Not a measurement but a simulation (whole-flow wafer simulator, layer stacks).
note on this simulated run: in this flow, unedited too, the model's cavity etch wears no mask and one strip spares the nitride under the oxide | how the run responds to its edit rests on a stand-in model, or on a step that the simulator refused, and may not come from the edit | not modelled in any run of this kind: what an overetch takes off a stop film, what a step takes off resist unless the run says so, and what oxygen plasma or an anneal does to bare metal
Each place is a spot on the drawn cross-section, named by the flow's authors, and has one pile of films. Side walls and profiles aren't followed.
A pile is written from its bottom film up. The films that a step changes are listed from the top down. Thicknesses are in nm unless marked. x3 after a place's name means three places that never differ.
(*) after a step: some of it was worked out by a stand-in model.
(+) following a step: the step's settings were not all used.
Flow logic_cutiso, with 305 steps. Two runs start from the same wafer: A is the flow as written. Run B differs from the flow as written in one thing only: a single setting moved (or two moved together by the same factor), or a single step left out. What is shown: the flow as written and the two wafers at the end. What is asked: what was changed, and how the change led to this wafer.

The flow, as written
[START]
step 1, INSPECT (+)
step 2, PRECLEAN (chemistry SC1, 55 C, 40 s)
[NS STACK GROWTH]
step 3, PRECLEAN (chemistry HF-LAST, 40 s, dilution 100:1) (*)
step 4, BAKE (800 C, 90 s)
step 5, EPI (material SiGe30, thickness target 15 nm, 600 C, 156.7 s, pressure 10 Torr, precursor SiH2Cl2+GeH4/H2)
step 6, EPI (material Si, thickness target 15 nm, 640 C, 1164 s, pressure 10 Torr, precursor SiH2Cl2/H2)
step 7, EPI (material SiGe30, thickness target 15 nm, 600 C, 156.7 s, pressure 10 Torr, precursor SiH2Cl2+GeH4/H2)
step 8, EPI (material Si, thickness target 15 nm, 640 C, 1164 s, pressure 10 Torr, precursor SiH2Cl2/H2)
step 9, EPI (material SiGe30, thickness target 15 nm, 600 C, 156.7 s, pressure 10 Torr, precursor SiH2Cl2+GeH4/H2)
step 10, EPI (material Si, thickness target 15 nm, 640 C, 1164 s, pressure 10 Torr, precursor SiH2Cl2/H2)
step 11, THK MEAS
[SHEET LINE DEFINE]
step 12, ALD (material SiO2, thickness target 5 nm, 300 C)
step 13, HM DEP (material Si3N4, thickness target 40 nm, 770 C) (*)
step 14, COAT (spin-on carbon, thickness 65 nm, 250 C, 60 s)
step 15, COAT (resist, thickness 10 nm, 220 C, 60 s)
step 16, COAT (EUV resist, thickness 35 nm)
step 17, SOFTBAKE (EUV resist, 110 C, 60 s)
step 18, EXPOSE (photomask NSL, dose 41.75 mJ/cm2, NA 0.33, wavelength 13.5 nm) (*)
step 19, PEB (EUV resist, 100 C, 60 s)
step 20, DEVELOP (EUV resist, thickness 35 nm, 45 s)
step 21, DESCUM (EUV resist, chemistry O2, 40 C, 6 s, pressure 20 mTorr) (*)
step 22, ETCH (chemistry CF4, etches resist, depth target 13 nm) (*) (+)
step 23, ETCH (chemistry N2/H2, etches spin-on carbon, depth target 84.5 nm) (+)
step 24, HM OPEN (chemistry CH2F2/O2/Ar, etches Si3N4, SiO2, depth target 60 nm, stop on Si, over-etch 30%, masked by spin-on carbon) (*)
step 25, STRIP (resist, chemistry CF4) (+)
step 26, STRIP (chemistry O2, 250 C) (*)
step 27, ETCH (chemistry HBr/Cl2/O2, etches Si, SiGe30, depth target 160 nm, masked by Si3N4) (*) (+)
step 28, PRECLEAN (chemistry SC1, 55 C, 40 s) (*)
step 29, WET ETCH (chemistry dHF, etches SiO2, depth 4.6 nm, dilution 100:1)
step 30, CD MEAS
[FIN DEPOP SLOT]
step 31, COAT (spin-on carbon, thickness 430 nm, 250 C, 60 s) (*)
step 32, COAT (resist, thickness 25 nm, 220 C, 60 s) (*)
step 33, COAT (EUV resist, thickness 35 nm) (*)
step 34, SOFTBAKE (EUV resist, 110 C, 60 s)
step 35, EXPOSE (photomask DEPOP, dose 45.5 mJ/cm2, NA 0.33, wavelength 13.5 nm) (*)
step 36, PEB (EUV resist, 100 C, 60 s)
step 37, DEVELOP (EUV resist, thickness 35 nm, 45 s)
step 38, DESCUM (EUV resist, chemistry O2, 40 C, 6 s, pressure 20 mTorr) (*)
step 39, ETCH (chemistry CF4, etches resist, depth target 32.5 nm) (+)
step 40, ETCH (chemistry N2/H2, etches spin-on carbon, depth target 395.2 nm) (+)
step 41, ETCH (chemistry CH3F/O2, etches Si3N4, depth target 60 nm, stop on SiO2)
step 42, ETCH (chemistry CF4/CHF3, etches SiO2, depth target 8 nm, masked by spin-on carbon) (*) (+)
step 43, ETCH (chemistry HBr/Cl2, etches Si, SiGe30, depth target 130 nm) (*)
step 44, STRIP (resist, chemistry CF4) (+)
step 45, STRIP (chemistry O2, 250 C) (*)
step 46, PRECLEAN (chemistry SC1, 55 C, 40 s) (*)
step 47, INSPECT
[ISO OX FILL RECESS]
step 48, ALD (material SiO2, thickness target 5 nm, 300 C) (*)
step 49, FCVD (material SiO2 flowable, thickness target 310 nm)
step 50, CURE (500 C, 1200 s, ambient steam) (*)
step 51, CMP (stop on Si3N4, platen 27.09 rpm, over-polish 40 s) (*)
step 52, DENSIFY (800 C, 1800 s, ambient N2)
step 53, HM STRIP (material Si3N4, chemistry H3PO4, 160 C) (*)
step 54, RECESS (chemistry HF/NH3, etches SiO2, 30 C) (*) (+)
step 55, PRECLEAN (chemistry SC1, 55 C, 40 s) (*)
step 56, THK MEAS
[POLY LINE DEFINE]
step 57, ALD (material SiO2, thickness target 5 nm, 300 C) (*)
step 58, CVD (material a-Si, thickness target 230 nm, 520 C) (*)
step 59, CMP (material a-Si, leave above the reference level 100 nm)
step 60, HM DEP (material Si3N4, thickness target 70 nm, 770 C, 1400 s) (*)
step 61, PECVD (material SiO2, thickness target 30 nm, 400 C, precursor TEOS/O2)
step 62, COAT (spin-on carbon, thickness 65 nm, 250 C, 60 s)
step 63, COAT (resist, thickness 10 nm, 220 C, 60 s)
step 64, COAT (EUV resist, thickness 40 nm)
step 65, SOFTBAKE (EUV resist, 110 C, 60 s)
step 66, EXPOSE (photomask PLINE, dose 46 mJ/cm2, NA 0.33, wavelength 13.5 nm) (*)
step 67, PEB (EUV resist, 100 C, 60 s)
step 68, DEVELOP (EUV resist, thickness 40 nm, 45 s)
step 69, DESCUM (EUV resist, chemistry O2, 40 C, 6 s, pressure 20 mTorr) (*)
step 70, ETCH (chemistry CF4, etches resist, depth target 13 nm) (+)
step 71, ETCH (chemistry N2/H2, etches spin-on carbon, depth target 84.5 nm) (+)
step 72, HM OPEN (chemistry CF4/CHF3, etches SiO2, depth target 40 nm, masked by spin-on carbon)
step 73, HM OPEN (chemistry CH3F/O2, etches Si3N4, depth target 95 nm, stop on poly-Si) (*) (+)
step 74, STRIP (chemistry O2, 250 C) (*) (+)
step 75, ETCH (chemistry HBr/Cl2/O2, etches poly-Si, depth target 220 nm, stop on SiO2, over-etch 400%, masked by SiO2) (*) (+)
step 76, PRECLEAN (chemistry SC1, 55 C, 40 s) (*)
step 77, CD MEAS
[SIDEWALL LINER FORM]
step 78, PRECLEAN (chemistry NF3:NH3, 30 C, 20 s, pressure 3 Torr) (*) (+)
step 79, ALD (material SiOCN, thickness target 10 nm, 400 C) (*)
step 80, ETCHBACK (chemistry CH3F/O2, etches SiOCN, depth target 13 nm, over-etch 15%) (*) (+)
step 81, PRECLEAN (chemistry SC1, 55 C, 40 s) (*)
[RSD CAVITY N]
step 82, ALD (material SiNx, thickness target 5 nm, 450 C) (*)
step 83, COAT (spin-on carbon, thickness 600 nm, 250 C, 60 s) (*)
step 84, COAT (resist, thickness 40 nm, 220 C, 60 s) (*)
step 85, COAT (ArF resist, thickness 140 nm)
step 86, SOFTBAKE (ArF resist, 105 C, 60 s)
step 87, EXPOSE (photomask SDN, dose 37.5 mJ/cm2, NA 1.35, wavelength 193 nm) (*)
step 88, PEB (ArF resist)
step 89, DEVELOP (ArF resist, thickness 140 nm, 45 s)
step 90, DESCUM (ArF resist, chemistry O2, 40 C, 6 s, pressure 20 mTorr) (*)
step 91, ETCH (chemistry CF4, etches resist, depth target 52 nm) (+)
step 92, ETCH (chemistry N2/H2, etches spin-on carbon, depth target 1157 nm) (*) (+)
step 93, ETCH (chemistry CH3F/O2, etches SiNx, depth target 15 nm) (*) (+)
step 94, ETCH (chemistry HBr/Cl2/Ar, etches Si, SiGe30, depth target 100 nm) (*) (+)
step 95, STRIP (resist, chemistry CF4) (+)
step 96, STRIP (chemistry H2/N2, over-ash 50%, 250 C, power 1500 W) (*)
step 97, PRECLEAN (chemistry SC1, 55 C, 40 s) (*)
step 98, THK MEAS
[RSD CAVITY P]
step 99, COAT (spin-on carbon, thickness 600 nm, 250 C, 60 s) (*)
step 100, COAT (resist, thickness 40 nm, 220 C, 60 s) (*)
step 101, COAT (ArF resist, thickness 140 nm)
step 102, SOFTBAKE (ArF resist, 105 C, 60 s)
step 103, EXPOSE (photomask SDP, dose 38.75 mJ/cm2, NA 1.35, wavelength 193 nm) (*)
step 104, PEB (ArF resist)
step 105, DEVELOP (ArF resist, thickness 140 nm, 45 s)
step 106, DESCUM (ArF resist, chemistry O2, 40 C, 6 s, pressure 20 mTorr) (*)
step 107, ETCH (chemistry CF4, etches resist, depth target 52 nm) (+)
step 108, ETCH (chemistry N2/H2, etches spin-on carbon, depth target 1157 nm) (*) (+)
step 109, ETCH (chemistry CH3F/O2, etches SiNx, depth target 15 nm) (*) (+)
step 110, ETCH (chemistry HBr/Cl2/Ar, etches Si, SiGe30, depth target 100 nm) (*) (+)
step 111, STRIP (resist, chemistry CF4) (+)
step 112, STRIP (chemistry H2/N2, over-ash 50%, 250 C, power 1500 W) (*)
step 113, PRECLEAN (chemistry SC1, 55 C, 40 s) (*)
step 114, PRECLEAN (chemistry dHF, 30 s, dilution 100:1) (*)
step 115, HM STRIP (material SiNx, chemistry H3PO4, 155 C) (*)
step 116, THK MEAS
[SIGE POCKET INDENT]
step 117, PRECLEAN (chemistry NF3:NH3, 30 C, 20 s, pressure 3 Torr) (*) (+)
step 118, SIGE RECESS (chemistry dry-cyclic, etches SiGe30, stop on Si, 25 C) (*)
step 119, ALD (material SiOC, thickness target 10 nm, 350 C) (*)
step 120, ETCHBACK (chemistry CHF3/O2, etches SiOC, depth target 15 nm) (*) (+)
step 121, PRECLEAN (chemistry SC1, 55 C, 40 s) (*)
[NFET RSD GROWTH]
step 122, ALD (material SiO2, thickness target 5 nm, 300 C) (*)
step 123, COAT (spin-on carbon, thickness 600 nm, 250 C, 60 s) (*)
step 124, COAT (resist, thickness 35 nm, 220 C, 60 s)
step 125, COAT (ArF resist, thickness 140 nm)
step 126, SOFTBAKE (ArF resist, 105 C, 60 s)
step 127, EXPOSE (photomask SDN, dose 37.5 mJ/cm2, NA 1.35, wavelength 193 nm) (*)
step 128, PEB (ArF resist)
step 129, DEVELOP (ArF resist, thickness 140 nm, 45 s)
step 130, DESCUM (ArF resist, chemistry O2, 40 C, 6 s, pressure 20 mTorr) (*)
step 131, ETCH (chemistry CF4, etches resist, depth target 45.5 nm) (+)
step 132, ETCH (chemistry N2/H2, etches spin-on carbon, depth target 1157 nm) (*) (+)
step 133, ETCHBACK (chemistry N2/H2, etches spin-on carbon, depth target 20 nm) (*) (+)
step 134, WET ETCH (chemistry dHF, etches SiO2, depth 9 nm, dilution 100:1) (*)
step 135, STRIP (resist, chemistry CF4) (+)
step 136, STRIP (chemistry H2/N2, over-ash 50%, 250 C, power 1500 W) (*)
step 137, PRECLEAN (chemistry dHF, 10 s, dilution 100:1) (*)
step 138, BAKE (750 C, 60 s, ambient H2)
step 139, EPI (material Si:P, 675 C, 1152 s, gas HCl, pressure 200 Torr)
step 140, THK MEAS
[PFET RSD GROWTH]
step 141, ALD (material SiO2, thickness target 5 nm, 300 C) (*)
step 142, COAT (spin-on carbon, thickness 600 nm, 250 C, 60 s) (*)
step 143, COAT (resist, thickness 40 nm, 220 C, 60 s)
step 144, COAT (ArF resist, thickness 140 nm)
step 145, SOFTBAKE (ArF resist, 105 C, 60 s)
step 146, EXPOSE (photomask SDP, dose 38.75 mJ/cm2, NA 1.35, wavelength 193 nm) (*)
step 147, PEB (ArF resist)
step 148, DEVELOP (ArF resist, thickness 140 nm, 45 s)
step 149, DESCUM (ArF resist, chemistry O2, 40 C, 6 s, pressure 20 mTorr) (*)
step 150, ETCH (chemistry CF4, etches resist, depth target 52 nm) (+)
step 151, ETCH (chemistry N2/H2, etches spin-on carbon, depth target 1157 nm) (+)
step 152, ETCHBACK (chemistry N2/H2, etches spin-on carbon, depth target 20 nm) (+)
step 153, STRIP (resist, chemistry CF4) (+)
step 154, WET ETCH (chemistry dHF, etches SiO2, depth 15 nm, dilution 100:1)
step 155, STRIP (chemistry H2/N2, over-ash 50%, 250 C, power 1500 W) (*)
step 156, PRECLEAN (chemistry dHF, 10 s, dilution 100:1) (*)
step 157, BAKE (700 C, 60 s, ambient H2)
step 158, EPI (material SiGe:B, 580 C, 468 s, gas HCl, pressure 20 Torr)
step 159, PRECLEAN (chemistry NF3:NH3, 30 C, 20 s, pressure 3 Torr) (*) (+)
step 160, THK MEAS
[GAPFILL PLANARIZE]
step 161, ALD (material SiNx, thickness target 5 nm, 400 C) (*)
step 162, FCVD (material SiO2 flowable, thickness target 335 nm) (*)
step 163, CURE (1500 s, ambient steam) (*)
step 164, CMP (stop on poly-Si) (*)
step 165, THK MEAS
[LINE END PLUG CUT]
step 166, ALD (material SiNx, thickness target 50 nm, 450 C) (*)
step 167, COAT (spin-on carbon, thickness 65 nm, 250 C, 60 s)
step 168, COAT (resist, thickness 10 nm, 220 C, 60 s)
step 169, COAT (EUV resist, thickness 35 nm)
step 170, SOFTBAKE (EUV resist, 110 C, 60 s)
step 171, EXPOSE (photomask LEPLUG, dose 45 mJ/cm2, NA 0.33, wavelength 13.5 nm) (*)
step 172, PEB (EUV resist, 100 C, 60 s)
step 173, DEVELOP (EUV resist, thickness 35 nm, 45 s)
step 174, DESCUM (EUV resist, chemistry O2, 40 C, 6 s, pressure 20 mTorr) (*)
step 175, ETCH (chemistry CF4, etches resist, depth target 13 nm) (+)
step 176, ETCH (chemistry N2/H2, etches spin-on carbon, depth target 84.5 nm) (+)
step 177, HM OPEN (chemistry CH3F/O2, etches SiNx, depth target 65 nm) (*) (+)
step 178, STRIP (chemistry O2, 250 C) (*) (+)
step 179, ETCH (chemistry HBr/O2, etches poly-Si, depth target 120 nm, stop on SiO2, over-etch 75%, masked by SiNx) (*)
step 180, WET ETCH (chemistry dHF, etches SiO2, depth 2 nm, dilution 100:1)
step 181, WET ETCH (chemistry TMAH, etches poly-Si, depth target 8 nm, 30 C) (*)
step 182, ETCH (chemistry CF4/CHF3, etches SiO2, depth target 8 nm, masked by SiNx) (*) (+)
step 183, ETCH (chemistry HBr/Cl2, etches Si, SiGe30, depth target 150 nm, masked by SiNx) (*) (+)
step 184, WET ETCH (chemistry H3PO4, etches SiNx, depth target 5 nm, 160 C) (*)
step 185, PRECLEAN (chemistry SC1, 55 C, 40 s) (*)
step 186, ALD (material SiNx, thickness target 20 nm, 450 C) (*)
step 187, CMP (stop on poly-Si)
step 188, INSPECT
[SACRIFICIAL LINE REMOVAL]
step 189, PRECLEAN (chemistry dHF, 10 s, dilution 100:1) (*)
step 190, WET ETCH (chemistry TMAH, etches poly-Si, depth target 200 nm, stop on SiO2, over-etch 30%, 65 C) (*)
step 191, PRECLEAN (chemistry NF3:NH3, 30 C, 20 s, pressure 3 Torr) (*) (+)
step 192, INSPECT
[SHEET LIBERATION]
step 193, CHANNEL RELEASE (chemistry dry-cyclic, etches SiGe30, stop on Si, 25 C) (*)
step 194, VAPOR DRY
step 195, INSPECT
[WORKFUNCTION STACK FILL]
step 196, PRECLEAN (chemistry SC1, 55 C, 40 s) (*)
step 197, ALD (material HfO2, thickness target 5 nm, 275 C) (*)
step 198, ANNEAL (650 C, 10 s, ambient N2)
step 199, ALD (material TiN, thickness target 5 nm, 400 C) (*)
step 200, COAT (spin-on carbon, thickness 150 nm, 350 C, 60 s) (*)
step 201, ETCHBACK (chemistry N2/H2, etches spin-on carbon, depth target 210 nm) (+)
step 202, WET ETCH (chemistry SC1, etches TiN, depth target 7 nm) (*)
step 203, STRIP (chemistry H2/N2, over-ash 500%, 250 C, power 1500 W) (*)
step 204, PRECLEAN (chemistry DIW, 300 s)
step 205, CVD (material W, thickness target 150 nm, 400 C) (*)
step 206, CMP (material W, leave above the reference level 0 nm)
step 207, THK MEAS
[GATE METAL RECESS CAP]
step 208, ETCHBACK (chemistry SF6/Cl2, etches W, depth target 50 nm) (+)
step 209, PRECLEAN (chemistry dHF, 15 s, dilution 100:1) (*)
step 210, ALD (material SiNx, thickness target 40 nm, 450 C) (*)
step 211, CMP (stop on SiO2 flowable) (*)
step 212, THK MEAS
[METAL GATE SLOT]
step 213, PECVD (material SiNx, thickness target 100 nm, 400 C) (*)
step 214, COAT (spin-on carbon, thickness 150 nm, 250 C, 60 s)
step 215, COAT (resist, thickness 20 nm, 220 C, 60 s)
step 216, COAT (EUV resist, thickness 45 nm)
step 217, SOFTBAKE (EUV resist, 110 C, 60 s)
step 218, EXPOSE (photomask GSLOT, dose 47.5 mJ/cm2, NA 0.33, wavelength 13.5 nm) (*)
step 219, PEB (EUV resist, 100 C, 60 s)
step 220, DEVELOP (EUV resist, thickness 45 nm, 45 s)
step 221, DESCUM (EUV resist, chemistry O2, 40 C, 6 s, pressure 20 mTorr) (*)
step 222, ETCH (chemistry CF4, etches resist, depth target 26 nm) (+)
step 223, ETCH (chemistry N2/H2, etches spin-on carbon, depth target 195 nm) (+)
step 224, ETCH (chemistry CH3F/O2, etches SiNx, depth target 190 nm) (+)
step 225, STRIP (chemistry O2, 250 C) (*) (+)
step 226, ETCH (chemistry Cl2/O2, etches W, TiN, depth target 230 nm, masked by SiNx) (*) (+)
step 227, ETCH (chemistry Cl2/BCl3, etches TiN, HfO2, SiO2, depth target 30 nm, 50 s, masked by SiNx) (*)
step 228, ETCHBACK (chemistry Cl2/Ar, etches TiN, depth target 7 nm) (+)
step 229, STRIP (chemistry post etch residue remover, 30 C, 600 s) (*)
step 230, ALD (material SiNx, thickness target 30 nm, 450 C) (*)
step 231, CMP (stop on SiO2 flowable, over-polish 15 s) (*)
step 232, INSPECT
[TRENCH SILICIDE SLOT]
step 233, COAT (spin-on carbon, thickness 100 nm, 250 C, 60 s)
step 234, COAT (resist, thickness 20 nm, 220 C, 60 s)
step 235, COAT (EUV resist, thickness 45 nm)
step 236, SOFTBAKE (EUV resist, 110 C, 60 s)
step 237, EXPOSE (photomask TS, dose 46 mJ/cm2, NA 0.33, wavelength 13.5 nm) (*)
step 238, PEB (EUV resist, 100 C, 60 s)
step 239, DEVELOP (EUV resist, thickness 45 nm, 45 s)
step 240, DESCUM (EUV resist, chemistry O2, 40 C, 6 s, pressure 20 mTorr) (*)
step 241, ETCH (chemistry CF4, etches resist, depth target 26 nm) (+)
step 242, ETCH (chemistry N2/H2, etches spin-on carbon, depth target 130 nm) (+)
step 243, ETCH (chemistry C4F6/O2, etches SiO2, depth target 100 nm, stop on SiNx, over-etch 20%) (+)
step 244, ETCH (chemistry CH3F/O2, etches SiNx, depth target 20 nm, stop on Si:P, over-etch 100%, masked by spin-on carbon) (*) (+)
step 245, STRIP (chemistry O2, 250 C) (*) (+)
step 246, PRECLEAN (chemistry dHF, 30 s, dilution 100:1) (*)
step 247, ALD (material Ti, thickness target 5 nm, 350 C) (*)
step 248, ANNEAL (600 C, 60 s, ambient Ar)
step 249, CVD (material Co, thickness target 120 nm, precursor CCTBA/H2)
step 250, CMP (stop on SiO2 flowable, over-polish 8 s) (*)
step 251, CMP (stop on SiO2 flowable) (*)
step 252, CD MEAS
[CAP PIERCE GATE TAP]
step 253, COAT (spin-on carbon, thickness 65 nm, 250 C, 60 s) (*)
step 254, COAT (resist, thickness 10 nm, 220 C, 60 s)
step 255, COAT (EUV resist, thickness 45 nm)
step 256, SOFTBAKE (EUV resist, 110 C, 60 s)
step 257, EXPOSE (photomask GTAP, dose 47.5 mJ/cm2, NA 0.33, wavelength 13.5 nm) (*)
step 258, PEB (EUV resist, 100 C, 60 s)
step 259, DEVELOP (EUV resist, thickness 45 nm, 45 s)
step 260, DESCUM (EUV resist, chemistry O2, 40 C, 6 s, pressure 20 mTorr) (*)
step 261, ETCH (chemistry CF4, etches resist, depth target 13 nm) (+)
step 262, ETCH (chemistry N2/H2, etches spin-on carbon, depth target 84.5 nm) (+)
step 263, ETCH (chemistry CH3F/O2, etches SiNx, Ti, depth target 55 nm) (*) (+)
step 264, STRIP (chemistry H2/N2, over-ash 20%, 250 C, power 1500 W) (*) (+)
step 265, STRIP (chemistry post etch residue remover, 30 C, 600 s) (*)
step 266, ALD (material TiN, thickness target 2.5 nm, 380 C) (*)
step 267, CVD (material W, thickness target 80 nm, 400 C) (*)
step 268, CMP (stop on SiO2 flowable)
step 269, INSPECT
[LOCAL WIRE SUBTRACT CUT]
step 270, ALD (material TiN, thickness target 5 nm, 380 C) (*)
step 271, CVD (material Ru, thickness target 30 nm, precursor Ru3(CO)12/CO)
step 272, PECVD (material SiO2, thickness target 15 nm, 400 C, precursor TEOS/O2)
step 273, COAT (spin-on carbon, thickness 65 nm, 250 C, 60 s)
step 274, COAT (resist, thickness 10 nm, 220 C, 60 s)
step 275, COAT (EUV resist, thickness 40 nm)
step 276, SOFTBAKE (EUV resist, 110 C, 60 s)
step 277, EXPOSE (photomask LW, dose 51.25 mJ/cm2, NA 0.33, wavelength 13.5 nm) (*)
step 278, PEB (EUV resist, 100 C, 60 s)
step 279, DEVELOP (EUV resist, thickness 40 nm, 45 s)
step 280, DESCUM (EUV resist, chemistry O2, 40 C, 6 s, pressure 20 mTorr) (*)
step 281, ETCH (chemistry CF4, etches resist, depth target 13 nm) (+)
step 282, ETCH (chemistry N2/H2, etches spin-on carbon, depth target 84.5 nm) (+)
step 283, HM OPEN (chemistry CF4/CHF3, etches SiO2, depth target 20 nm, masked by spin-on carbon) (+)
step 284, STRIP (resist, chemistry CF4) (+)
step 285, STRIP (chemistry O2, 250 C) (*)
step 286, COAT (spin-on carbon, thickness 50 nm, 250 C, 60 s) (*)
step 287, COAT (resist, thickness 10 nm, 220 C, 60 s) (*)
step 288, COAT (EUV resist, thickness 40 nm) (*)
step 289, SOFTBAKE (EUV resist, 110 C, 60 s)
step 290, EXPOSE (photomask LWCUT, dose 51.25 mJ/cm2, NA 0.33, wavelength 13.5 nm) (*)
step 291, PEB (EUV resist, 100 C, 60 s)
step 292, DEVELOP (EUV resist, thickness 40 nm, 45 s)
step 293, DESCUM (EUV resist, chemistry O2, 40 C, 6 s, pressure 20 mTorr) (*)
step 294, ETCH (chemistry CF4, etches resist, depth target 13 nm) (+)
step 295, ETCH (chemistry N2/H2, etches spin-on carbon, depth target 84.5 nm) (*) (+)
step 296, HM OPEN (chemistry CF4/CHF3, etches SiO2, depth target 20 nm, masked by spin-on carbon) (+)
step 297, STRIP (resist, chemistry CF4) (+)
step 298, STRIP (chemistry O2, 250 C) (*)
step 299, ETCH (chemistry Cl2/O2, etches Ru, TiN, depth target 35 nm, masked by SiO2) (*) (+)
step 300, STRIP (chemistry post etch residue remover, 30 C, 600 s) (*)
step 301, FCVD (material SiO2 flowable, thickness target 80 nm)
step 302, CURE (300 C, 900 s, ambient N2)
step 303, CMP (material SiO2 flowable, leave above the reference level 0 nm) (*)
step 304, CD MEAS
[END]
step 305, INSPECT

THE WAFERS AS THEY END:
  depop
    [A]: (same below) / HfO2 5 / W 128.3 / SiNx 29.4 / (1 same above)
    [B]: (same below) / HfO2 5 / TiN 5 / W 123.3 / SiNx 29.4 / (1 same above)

What caused this: step 201, ETCHBACK: depth target 126 nm was run, though the flow has depth target 210 nm.

The path from the change to this, step by step:
  step 201, ETCHBACK (chemistry N2/H2, etches spin-on carbon, depth target 210 nm) (+)
      lnr, lnrp: A -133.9 spin-on carbon (all of it) | B -126 spin-on carbon
      rsdn, rsdw: A -145.8 spin-on carbon (all of it) | B -126 spin-on carbon
      (and at 17 other places as well)
  step 202, WET ETCH (chemistry SC1, etches TiN, depth target 7 nm) (*)
      depop, dpovl, iso and 11 more: A -5 TiN (all of it) | B -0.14 spin-on carbon
  step 203, STRIP (chemistry H2/N2, over-ash 500%, 250 C, power 1500 W) (*)
      depop, dpovl: A nothing | B -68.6 spin-on carbon (all of it)
      lnr, lnrp: A nothing | B -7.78 spin-on carbon (all of it)
      (and at 17 other places as well)
  step 206, CMP (material W, leave above the reference level 0 nm)
      lnr, lnri, lnrp, lnrt: A -150 W (all of it), -5 HfO2 (all of it), -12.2 SiOCN | B -150 W (all of it), -5 TiN (all of it), -5 HfO2 (all of it), -12.2 SiOCN
      rsdn, rsdp, rsdw, rsdx: A -162.2 W (all of it), -5 HfO2 (all of it) | B -162.2 W (all of it), -5 TiN (all of it), -5 HfO2 (all of it)
      (and at 14 other places as well)
